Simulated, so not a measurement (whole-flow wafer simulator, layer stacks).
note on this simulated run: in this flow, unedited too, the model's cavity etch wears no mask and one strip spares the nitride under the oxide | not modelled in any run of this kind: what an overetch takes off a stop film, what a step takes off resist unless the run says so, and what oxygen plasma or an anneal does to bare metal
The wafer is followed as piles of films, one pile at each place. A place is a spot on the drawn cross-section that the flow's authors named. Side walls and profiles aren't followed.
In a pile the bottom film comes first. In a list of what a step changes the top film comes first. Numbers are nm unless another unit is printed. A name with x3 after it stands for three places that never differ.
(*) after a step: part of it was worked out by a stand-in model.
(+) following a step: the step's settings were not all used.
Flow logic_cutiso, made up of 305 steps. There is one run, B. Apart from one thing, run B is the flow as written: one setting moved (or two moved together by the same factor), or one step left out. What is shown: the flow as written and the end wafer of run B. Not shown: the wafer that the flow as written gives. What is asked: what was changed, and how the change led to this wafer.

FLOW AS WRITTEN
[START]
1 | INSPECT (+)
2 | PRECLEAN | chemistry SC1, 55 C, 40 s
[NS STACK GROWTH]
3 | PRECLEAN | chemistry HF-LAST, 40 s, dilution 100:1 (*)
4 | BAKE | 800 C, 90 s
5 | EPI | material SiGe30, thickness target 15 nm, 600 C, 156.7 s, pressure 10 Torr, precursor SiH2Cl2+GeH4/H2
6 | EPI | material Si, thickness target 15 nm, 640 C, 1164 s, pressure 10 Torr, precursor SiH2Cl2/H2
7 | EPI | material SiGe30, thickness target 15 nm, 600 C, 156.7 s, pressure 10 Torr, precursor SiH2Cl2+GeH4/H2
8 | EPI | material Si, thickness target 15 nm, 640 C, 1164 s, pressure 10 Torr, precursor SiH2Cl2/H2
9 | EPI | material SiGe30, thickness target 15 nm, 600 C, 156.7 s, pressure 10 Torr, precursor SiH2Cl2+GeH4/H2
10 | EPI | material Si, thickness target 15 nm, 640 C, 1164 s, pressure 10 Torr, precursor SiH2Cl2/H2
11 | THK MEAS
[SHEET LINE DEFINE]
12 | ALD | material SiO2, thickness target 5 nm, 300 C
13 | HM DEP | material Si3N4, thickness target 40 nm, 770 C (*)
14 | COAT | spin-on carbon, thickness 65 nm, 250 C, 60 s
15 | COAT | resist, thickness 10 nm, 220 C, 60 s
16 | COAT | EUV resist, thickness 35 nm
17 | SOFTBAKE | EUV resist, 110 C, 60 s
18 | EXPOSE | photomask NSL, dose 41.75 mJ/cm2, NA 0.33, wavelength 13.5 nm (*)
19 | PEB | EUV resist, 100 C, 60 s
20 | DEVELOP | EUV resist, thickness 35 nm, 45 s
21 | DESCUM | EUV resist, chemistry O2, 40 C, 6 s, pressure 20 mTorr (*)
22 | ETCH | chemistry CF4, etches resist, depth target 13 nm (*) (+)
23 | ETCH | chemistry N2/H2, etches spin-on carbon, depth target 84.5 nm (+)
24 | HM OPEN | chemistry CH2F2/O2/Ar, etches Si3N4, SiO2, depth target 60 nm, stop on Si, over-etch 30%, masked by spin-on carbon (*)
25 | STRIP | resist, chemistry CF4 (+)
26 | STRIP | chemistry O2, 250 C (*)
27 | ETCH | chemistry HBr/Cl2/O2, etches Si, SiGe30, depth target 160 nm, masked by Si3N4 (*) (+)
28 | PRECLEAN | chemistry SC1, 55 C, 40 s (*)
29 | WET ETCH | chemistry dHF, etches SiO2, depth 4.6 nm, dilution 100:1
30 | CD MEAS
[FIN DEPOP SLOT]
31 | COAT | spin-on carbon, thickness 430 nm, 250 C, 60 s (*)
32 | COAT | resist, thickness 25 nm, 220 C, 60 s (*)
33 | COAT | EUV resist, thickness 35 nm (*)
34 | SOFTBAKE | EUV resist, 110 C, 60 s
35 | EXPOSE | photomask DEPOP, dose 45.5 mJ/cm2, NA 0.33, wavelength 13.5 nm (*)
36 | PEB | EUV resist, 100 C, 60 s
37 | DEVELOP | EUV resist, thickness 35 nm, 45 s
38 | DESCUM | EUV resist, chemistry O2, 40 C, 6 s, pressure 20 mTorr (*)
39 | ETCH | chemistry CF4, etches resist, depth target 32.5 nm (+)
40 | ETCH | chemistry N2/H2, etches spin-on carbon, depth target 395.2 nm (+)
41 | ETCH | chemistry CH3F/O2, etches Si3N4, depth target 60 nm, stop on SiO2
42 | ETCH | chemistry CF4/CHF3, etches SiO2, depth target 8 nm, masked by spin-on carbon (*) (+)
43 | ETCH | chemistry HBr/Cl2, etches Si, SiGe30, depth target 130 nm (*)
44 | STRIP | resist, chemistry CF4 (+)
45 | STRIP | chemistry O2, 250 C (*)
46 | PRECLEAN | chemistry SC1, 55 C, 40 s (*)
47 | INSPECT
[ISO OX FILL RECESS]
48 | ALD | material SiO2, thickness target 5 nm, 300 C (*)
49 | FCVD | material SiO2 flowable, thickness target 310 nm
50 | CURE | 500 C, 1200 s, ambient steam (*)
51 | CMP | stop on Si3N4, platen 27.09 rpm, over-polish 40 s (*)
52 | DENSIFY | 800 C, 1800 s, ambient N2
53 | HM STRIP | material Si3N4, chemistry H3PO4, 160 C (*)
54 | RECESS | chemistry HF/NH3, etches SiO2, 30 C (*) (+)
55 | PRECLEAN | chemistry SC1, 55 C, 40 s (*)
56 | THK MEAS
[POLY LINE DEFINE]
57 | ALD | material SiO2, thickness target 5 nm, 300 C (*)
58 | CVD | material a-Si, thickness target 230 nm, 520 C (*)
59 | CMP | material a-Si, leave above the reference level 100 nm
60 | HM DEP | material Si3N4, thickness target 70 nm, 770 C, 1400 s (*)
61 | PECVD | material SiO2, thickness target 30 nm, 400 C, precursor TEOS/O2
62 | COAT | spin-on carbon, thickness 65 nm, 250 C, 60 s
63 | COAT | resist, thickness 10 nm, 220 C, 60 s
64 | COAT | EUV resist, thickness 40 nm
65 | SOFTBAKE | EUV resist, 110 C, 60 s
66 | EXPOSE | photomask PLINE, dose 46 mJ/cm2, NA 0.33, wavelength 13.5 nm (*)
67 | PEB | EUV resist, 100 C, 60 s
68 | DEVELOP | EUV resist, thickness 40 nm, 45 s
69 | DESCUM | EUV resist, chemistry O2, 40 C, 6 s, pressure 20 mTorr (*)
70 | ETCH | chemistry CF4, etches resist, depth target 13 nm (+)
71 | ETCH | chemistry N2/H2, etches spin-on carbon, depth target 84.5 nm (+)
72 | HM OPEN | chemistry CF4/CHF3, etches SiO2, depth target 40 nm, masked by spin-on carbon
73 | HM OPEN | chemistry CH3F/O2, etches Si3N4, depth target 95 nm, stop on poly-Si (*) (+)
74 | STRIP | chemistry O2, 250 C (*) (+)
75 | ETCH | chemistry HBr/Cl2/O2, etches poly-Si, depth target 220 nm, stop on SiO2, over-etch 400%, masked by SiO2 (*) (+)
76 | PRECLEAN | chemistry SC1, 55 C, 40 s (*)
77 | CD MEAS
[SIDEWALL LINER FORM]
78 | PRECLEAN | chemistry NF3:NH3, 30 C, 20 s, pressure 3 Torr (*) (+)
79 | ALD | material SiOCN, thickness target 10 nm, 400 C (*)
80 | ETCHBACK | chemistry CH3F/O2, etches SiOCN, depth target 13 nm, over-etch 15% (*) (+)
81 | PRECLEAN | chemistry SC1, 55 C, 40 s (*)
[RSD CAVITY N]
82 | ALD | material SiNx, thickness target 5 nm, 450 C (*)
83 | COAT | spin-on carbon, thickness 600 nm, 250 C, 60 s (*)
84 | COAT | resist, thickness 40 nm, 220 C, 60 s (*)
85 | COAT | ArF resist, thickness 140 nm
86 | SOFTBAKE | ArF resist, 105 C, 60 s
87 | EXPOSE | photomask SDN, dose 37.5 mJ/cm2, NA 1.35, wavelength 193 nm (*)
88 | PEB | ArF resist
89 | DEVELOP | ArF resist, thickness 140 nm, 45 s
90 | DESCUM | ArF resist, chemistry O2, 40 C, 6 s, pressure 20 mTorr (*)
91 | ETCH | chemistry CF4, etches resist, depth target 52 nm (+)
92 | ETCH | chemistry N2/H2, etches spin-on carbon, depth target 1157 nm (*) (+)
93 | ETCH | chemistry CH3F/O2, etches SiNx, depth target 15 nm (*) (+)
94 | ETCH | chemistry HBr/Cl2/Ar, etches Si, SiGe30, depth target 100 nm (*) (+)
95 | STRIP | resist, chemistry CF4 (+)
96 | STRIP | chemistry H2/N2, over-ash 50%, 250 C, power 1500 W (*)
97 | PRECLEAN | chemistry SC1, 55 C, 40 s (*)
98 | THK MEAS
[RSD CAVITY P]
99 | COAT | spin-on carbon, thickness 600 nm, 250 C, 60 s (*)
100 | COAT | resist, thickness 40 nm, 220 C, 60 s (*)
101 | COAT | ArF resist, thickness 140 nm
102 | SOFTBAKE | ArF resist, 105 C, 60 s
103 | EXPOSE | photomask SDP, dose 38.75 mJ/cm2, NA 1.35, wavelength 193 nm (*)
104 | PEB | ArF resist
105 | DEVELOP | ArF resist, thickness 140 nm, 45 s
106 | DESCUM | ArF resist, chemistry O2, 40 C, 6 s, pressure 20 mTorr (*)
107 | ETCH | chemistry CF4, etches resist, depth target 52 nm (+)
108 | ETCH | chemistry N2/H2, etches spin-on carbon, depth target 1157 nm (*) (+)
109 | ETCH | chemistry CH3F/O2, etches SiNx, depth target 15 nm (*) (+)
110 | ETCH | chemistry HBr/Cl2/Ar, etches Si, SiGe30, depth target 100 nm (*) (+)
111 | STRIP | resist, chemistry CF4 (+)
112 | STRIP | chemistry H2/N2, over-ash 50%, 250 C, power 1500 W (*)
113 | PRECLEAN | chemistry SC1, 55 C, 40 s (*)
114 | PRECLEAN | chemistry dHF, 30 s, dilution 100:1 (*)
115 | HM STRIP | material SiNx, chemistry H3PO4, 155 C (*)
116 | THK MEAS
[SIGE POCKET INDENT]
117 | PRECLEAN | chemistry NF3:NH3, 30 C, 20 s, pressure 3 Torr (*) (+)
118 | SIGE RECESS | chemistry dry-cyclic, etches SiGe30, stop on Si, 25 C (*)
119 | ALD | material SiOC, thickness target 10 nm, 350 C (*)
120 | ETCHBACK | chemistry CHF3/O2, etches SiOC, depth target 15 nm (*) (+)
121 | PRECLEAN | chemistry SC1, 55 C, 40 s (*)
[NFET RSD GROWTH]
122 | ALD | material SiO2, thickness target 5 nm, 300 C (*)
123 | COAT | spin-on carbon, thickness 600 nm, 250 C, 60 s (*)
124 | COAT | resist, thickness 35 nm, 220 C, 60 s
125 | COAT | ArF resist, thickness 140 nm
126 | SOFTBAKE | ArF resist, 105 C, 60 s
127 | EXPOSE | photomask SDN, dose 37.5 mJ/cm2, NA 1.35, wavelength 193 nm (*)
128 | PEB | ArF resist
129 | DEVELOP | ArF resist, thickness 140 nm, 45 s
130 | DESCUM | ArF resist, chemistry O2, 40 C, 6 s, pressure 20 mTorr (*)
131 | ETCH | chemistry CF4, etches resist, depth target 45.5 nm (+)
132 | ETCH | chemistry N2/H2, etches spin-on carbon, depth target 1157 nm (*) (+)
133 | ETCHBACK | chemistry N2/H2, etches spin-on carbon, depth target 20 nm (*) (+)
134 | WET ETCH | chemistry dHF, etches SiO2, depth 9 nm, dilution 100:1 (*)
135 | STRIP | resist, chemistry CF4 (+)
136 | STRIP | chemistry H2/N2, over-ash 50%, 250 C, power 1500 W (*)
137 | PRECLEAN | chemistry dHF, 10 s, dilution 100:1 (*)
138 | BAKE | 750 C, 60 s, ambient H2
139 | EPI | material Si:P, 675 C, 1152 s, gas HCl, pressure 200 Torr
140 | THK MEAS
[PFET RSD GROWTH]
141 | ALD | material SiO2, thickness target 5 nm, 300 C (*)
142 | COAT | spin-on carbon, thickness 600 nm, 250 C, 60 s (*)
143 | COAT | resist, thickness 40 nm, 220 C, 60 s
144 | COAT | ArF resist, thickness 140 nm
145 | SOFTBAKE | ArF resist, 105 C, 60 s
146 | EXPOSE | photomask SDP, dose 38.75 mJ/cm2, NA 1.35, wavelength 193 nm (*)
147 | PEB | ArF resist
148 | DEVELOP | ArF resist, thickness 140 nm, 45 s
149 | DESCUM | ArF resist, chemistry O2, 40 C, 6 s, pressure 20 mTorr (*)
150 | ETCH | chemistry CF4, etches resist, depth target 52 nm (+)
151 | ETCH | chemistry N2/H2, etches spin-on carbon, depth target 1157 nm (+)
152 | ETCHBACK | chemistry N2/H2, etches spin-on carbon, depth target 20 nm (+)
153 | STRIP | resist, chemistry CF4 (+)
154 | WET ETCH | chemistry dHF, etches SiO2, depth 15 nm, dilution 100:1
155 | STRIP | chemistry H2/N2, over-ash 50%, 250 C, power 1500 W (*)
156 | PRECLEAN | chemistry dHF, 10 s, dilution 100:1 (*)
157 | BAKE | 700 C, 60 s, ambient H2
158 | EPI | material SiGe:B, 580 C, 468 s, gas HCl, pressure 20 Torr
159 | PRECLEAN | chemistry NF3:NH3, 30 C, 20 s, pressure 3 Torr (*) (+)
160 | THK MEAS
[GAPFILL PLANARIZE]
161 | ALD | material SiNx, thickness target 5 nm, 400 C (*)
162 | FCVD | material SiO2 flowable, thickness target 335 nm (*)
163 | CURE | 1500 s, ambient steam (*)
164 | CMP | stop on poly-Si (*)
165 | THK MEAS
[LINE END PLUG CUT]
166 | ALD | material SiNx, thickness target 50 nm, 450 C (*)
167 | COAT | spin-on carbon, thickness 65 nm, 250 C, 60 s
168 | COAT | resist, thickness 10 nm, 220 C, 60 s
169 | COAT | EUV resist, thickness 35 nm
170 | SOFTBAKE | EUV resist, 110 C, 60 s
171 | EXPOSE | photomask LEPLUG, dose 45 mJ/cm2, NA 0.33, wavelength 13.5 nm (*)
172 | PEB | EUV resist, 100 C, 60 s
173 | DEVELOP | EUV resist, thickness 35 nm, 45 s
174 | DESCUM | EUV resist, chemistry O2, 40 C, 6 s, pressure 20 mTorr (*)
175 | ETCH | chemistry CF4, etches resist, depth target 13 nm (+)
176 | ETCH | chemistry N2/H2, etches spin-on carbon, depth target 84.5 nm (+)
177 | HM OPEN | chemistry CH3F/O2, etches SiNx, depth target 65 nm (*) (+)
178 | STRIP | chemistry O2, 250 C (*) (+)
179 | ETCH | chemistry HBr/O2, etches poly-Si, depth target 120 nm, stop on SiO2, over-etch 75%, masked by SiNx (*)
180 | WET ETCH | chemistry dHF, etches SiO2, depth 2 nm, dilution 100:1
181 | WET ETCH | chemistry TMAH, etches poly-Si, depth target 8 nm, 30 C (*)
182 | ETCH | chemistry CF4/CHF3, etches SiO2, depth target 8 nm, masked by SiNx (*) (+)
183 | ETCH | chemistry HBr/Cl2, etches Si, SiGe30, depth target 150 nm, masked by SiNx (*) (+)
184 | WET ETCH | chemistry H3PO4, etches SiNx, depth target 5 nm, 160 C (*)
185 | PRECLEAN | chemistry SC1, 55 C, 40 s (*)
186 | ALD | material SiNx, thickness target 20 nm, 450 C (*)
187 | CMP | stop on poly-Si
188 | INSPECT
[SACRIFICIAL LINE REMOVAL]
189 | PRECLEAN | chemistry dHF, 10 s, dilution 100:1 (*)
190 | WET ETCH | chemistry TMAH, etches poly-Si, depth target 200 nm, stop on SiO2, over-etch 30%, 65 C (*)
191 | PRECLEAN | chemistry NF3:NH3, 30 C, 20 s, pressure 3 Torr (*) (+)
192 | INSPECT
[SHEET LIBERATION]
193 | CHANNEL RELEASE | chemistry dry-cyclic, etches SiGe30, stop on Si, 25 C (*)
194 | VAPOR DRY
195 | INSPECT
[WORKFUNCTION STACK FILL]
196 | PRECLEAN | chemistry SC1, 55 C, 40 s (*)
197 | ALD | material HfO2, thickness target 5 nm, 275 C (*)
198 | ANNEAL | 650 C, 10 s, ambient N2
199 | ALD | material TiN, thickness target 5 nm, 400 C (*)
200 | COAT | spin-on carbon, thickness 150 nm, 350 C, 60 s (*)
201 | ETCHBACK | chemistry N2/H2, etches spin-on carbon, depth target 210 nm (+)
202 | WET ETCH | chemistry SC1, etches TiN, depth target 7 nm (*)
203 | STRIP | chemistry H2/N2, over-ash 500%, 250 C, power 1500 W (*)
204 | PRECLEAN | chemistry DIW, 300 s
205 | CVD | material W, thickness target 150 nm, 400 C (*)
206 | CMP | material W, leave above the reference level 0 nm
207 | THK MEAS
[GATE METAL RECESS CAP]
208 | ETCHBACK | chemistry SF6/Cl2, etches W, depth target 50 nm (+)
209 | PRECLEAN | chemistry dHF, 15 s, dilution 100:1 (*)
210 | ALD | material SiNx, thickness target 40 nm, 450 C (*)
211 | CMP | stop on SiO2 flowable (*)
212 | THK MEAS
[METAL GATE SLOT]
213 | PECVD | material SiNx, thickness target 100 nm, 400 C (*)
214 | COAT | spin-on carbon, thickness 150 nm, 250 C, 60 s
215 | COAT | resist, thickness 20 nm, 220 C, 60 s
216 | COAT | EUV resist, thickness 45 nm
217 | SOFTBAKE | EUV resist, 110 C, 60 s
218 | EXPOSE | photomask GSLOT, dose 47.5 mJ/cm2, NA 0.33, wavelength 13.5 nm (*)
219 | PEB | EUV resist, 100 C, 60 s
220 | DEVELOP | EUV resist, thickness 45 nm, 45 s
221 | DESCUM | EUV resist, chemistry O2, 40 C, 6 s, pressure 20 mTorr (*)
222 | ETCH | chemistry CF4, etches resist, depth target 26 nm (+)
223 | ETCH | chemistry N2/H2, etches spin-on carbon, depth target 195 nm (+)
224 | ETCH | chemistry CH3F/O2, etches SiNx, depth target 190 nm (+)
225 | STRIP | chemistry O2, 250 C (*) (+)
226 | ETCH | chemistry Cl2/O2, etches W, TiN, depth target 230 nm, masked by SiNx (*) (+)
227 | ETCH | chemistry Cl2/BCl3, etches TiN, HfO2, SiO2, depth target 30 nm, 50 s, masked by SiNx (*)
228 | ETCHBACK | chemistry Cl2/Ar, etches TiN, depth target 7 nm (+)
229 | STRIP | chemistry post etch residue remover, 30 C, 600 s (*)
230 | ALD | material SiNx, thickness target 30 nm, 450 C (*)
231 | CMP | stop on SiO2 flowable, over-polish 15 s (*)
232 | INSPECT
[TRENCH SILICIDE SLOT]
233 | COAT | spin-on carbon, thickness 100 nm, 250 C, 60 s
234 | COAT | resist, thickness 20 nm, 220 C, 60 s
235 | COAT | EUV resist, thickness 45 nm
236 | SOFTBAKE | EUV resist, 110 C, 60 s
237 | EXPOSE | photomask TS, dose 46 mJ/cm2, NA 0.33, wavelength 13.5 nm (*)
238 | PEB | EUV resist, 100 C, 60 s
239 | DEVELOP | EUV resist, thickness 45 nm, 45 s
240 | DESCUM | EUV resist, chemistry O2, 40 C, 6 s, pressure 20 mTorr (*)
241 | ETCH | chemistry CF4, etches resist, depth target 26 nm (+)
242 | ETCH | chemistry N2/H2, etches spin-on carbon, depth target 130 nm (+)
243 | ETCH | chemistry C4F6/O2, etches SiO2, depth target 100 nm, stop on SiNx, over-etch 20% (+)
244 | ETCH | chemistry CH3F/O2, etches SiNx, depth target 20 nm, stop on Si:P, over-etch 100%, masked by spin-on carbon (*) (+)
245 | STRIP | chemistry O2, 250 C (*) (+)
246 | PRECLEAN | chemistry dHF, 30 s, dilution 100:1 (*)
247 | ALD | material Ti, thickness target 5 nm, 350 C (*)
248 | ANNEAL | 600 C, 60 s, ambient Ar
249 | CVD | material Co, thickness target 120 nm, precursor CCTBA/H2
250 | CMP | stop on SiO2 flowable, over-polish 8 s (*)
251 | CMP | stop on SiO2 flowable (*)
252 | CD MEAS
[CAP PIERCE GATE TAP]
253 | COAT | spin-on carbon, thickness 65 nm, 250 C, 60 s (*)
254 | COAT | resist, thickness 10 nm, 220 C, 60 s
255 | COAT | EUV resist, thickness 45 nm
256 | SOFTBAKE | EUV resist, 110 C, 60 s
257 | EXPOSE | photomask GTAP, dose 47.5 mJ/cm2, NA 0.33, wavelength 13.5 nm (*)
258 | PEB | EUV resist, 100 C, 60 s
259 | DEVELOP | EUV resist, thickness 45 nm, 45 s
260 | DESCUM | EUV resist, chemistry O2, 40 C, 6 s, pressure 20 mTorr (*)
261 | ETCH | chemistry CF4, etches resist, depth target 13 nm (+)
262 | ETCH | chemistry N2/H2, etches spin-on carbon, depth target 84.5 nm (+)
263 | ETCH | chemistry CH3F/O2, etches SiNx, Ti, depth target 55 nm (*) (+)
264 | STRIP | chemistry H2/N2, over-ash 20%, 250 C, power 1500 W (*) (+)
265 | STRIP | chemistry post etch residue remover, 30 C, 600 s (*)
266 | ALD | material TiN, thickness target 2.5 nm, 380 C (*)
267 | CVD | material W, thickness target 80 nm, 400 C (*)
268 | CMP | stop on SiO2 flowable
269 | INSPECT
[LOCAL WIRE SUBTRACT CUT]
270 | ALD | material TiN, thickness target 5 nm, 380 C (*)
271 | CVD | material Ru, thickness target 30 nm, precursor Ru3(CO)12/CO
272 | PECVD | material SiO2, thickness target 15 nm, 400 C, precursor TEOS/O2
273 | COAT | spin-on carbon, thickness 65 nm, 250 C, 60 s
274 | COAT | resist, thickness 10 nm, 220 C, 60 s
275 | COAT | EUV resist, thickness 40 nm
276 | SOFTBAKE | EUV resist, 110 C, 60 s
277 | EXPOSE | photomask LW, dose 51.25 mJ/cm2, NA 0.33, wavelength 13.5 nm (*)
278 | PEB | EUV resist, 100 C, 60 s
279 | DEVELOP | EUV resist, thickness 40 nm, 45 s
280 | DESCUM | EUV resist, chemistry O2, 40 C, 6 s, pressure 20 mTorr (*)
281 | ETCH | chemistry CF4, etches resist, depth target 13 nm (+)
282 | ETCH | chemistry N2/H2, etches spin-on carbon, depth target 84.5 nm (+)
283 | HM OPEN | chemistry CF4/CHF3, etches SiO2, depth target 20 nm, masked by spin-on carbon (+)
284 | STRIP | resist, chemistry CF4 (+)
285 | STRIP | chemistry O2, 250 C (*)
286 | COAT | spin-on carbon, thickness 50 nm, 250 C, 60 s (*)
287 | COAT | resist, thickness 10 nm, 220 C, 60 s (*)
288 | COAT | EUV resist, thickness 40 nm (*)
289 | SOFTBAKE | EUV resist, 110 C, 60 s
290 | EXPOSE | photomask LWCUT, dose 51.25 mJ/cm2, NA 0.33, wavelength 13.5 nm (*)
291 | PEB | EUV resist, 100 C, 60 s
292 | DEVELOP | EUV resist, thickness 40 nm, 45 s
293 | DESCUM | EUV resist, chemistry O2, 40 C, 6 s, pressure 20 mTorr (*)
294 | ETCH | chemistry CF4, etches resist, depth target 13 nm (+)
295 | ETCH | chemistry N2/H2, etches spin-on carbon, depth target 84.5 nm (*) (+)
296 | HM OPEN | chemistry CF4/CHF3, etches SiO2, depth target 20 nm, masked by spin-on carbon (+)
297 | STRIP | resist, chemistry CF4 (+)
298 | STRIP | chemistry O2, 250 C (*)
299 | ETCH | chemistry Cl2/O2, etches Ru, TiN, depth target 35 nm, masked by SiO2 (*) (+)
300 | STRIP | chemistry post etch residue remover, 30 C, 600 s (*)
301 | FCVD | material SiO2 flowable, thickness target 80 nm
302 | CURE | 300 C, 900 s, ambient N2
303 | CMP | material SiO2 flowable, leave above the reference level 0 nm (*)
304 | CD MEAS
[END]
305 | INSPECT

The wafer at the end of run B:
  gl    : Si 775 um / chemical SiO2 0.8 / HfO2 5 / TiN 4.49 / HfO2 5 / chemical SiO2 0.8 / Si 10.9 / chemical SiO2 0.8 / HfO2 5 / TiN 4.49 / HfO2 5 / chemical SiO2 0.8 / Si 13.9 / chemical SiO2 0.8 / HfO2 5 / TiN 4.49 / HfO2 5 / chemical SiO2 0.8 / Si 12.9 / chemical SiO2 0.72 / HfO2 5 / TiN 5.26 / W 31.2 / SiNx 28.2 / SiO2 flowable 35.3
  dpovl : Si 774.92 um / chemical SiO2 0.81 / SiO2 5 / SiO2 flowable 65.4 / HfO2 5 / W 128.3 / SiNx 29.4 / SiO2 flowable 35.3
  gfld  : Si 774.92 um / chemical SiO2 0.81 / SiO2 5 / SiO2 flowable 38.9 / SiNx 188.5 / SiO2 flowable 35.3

What caused this: step 6, EPI: thickness target 12 nm was run, while the flow as written has thickness target 15 nm; step 6, EPI: 931.5 s was run, where the flow has 1164 s.

Step by step, how the change led to this:
  6 | EPI | material Si, thickness target 15 nm, 640 C, 1164 s, pressure 10 Torr, precursor SiH2Cl2/H2
      depop, dpovl, gfld and 19 more: +12 Si (new film) (as written it would have been: +15 Si (new film))
  27 | ETCH | chemistry HBr/Cl2/O2, etches Si, SiGe30, depth target 160 nm, masked by Si3N4 (*) (+)
      gfld, gxf, iso, lnri: -0.79 chemical SiO2 (all of it), -11.4 Si (all of it), -15 SiGe30 (all of it), -15 Si (all of it), -15 SiGe30 (all of it), -12 Si (all of it), -15 SiGe30 (all of it), -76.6 Si (as written it would have been: -0.79 chemical SiO2 (all of it), -11.4 Si (all of it), -15 SiGe30 (all of it), -15 Si (all of it), -15 SiGe30 (all of it), -15 Si (all of it), -15 SiGe30 (all of it), -73.6 Si)
      dpovl, nsgap: -0.79 chemical SiO2 (all of it), -11.8 Si (all of it), -15 SiGe30 (all of it), -15 Si (all of it), -15 SiGe30 (all of it), -12 Si (all of it), -15 SiGe30 (all of it), -76.2 Si (as written it would have been: -0.79 chemical SiO2 (all of it), -11.8 Si (all of it), -15 SiGe30 (all of it), -15 Si (all of it), -15 SiGe30 (all of it), -15 Si (all of it), -15 SiGe30 (all of it), -73.2 Si)
      (as well as at 1 more place)
  43 | ETCH | chemistry HBr/Cl2, etches Si, SiGe30, depth target 130 nm (*)
      depop: -14 Si (all of it), -15 SiGe30 (all of it), -15 Si (all of it), -15 SiGe30 (all of it), -12 Si (all of it), -15 SiGe30 (all of it), -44 Si (as written it would have been: -14 Si (all of it), -15 SiGe30 (all of it), -15 Si (all of it), -15 SiGe30 (all of it), -15 Si (all of it), -15 SiGe30 (all of it), -41 Si)
  94 | ETCH | chemistry HBr/Cl2/Ar, etches Si, SiGe30, depth target 100 nm (*) (+)
      rsdn, rsdx: -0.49 chemical SiO2 (all of it), -12.8 Si (all of it), -15 SiGe30 (all of it), -15 Si (all of it), -15 SiGe30 (all of it), -12 Si (all of it), -15 SiGe30 (all of it), -15.2 Si (as written it would have been: -0.49 chemical SiO2 (all of it), -12.8 Si (all of it), -15 SiGe30 (all of it), -15 Si (all of it), -15 SiGe30 (all of it), -15 Si (all of it), -15 SiGe30 (all of it), -12.2 Si)
  110 | ETCH | chemistry HBr/Cl2/Ar, etches Si, SiGe30, depth target 100 nm (*) (+)
      rsdp, rsdw: -0.49 chemical SiO2 (all of it), -12.8 Si (all of it), -15 SiGe30 (all of it), -15 Si (all of it), -15 SiGe30 (all of it), -12 Si (all of it), -15 SiGe30 (all of it), -15.2 Si (as written it would have been: -0.49 chemical SiO2 (all of it), -12.8 Si (all of it), -15 SiGe30 (all of it), -15 Si (all of it), -15 SiGe30 (all of it), -15 Si (all of it), -15 SiGe30 (all of it), -12.2 Si)
  183 | ETCH | chemistry HBr/Cl2, etches Si, SiGe30, depth target 150 nm, masked by SiNx (*) (+)
      plug: -13.6 Si (all of it), -15 SiGe30 (all of it), -15 Si (all of it), -15 SiGe30 (all of it), -12 Si (all of it), -15 SiGe30 (all of it), -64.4 Si (as written it would have been: -13.6 Si (all of it), -15 SiGe30 (all of it), -15 Si (all of it), -15 SiGe30 (all of it), -15 Si (all of it), -15 SiGe30 (all of it), -61.4 Si)
